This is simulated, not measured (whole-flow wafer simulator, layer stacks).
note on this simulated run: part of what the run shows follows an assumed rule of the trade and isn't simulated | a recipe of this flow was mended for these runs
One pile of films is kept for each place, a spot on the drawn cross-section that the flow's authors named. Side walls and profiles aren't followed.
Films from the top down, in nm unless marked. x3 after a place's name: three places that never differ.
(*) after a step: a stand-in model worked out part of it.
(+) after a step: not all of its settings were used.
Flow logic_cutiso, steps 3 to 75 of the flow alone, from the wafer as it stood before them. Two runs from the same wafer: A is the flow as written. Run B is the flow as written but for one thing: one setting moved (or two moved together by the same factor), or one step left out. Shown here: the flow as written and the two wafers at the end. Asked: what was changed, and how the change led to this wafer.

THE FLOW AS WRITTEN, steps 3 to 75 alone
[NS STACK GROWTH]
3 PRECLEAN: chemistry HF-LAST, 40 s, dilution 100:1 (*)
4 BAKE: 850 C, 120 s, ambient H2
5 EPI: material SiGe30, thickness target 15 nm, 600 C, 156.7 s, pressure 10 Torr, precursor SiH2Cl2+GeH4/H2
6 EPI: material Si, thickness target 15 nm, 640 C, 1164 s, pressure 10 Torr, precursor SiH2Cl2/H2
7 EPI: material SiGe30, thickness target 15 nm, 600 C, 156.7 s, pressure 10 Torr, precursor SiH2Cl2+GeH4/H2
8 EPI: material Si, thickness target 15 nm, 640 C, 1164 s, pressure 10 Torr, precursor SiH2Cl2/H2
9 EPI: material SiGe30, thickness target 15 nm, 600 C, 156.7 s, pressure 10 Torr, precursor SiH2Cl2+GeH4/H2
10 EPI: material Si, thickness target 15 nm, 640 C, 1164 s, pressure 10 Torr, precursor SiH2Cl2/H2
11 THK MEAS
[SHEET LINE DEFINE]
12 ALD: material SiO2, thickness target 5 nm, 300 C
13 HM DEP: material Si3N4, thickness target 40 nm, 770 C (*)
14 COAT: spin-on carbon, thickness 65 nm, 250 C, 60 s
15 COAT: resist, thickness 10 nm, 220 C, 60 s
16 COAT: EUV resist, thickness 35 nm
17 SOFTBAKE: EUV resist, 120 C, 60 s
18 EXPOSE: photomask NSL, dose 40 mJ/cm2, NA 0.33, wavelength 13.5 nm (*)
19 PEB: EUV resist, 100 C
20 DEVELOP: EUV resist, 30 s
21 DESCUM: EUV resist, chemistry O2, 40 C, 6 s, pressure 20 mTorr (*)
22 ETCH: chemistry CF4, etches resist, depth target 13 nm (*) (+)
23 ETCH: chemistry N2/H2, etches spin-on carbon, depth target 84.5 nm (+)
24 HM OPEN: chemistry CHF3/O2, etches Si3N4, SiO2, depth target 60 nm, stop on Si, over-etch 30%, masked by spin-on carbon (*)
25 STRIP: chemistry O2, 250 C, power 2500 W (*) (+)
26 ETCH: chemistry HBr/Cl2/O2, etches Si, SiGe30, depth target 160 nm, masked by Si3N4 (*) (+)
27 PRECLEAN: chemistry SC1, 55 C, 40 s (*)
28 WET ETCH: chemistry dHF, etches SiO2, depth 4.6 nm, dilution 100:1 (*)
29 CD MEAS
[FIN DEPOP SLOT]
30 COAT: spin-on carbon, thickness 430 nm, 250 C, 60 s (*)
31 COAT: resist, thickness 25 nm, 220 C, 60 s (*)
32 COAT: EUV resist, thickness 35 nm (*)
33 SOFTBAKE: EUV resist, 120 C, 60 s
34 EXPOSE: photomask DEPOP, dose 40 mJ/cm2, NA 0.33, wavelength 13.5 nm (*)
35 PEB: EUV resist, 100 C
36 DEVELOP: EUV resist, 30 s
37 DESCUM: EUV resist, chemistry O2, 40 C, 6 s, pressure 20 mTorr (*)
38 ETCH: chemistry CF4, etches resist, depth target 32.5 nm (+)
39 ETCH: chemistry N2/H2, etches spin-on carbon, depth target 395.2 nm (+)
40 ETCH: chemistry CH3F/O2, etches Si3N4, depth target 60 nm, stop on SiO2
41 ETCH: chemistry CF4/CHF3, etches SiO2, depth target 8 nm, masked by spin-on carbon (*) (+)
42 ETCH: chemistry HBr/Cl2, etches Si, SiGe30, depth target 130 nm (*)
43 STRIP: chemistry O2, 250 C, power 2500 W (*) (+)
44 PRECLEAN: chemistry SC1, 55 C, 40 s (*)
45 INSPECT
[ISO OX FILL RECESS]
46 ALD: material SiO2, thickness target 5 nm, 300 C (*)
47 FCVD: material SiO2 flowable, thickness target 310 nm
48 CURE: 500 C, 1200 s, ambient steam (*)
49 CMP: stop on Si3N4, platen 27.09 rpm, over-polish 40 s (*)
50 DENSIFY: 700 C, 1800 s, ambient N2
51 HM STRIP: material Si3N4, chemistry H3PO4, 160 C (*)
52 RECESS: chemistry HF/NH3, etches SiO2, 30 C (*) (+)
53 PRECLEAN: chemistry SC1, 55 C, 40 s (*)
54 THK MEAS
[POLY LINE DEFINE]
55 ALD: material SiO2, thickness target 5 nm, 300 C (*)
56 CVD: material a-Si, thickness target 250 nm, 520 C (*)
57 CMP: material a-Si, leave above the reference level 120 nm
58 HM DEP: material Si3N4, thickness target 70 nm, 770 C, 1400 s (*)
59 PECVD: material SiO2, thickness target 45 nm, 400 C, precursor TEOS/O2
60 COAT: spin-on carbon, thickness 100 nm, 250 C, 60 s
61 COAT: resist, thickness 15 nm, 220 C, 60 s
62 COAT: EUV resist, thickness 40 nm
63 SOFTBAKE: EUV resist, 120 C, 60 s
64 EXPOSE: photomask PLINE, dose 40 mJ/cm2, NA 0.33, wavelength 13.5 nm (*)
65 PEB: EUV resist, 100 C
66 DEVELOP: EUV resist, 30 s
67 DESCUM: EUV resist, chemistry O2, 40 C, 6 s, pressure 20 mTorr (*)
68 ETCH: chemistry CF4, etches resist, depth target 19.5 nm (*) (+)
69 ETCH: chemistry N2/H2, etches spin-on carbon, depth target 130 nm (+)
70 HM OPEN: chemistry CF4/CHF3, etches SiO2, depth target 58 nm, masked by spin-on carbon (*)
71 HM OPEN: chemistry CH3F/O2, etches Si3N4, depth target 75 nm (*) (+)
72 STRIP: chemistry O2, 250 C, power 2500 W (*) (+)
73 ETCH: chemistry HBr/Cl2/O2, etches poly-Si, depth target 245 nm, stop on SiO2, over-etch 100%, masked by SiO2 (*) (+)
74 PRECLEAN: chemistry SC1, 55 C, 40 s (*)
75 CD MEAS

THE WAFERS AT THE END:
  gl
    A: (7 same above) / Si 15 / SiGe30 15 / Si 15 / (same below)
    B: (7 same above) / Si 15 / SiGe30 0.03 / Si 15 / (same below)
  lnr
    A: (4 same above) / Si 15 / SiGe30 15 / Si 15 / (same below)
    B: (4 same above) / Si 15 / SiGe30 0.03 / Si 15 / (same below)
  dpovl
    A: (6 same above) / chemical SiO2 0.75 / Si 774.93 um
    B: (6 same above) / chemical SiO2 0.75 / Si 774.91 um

The cause: step 7, EPI: 420 C was run, where the flow has 600 C.

How the change led to this, step by step:
  7 EPI: material SiGe30, thickness target 15 nm, 600 C, 156.7 s, pressure 10 Torr, precursor SiH2Cl2+GeH4/H2
      depop, dpovl, gfld and 19 more: A SiGe30 +15 (new film) | B SiGe30 +0.03 (new film)
  26 ETCH: chemistry HBr/Cl2/O2, etches Si, SiGe30, depth target 160 nm, masked by Si3N4 (*) (+)
      dpovl, gfld, gxf, iso, isow, lnri, nsgap: A chemical SiO2 -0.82 (all of it), Si -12 (all of it), SiGe30 -15 (all of it), Si -15 (all of it), SiGe30 -15 (all of it), Si -15 (all of it), SiGe30 -15 (all of it), Si -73 | B chemical SiO2 -0.82 (all of it), Si -12 (all of it), SiGe30 -15 (all of it), Si -15 (all of it), SiGe30 -0.03 (all of it), Si -15 (all of it), SiGe30 -15 (all of it), Si -88
  42 ETCH: chemistry HBr/Cl2, etches Si, SiGe30, depth target 130 nm (*)
      depop: A Si -13.8 (all of it), SiGe30 -15 (all of it), Si -15 (all of it), SiGe30 -15 (all of it), Si -15 (all of it), SiGe30 -15 (all of it), Si -41.2 | B Si -13.8 (all of it), SiGe30 -15 (all of it), Si -15 (all of it), SiGe30 -0.03 (all of it), Si -15 (all of it), SiGe30 -15 (all of it), Si -56.2
